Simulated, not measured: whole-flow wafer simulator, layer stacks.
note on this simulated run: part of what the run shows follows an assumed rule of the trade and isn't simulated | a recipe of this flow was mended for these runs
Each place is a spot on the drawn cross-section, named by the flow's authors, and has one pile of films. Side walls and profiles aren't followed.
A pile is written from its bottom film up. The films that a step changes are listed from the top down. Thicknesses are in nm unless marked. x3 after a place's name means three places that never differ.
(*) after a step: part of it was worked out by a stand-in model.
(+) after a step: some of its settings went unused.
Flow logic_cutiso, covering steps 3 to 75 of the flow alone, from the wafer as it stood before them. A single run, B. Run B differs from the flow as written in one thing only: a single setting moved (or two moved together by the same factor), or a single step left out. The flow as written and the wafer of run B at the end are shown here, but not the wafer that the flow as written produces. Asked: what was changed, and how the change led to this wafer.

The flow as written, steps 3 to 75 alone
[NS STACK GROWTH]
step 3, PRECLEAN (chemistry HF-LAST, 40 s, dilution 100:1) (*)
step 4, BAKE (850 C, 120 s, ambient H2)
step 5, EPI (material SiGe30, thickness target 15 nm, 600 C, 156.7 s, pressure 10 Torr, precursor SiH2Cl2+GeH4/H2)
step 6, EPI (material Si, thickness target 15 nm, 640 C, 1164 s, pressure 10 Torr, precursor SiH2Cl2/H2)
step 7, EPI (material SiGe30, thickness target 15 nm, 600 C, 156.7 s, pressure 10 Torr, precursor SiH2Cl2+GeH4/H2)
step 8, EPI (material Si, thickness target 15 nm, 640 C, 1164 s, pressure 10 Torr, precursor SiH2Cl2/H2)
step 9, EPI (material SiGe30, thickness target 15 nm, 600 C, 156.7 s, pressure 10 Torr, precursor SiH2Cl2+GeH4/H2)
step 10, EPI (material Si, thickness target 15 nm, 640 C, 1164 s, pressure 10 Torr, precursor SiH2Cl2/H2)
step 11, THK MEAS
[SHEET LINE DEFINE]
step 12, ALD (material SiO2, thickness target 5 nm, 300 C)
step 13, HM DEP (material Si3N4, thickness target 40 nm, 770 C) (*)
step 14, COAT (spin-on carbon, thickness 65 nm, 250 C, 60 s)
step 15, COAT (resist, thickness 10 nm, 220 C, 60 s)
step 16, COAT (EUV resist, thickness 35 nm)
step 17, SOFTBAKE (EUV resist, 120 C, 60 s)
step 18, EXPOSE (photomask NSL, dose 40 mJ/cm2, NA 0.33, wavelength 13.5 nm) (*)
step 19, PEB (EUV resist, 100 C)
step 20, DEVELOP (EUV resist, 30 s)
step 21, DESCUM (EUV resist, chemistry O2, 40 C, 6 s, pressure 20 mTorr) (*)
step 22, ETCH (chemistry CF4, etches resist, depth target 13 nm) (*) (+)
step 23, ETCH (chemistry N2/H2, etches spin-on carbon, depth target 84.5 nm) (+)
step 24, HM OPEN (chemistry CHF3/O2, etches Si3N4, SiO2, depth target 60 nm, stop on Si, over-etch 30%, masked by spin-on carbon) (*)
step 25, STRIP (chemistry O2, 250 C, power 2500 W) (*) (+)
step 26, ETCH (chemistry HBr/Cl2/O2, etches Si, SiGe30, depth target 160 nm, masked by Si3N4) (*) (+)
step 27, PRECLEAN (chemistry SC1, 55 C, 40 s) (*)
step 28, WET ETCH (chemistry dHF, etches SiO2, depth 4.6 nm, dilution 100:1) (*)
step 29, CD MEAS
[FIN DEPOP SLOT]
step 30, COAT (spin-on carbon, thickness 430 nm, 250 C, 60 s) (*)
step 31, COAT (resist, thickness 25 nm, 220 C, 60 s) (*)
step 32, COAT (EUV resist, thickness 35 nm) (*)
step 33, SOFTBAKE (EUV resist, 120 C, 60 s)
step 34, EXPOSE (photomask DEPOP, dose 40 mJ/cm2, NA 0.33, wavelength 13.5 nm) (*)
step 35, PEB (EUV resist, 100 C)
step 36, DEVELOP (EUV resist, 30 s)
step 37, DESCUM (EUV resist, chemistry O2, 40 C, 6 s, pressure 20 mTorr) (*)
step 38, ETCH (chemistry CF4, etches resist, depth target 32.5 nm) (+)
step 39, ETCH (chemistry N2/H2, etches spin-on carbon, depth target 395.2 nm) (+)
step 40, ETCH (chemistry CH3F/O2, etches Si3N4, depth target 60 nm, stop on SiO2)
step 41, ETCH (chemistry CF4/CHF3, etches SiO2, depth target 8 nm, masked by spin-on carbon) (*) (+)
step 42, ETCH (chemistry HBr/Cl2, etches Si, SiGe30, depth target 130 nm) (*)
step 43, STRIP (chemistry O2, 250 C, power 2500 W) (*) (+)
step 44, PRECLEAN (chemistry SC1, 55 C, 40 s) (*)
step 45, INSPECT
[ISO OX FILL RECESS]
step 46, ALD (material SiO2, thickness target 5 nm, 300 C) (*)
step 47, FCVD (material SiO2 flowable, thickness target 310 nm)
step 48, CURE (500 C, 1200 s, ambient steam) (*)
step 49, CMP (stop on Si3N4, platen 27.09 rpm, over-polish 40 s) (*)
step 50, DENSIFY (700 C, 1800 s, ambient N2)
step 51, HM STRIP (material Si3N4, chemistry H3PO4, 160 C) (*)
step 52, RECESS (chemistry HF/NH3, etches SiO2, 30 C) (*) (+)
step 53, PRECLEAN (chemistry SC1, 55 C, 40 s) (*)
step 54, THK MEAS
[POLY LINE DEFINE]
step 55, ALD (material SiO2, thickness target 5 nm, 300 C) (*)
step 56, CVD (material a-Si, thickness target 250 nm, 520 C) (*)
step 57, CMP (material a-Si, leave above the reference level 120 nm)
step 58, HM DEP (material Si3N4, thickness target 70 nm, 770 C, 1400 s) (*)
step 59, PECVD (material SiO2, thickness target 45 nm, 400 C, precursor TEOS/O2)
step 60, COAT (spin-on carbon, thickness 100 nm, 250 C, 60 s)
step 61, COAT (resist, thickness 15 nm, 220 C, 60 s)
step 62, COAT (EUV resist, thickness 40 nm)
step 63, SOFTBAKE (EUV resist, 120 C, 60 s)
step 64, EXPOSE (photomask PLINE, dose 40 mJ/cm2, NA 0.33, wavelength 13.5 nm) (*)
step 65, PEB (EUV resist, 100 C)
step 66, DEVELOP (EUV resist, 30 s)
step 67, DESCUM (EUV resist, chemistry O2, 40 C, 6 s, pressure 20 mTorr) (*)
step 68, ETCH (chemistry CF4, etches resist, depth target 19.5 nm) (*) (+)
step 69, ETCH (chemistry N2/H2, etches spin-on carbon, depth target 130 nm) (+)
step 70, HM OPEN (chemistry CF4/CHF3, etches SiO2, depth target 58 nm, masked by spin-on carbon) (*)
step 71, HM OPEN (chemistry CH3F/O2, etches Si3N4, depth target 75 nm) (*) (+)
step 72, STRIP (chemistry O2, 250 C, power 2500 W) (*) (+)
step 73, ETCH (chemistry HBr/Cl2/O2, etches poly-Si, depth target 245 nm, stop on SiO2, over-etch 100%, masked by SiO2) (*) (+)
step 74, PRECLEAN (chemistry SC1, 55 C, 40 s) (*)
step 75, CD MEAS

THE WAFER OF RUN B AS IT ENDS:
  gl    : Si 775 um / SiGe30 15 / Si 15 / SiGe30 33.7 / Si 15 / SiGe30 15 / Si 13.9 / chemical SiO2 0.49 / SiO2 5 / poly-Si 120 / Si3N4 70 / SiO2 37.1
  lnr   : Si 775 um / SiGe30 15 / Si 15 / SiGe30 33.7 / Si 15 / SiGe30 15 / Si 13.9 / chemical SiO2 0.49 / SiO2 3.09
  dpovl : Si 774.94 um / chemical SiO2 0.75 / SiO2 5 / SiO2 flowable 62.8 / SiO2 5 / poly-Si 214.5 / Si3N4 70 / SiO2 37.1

Cause: step 7, EPI: 645 C was run, though the flow has 600 C.

Step by step, how the change led to this:
  step 7, EPI (material SiGe30, thickness target 15 nm, 600 C, 156.7 s, pressure 10 Torr, precursor SiH2Cl2+GeH4/H2)
      depop, dpovl, gfld and 19 more: SiGe30 gains 33.7 (new film) (it would be, as written: SiGe30 gains 15 (new film))
  step 26, ETCH (chemistry HBr/Cl2/O2, etches Si, SiGe30, depth target 160 nm, masked by Si3N4) (*) (+)
      dpovl, gfld, gxf, iso, isow, lnri, nsgap: chemical SiO2 loses 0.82 (all of it), Si loses 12 (all of it), SiGe30 loses 15 (all of it), Si loses 15 (all of it), SiGe30 loses 33.7 (all of it), Si loses 15 (all of it), SiGe30 loses 15 (all of it), Si loses 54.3 (it would be, as written: chemical SiO2 loses 0.82 (all of it), Si loses 12 (all of it), SiGe30 loses 15 (all of it), Si loses 15 (all of it), SiGe30 loses 15 (all of it), Si loses 15 (all of it), SiGe30 loses 15 (all of it), Si loses 73)
  step 42, ETCH (chemistry HBr/Cl2, etches Si, SiGe30, depth target 130 nm) (*)
      depop: Si loses 13.8 (all of it), SiGe30 loses 15 (all of it), Si loses 15 (all of it), SiGe30 loses 33.7 (all of it), Si loses 15 (all of it), SiGe30 loses 15 (all of it), Si loses 22.5 (it would be, as written: Si loses 13.8 (all of it), SiGe30 loses 15 (all of it), Si loses 15 (all of it), SiGe30 loses 15 (all of it), Si loses 15 (all of it), SiGe30 loses 15 (all of it), Si loses 41.2)
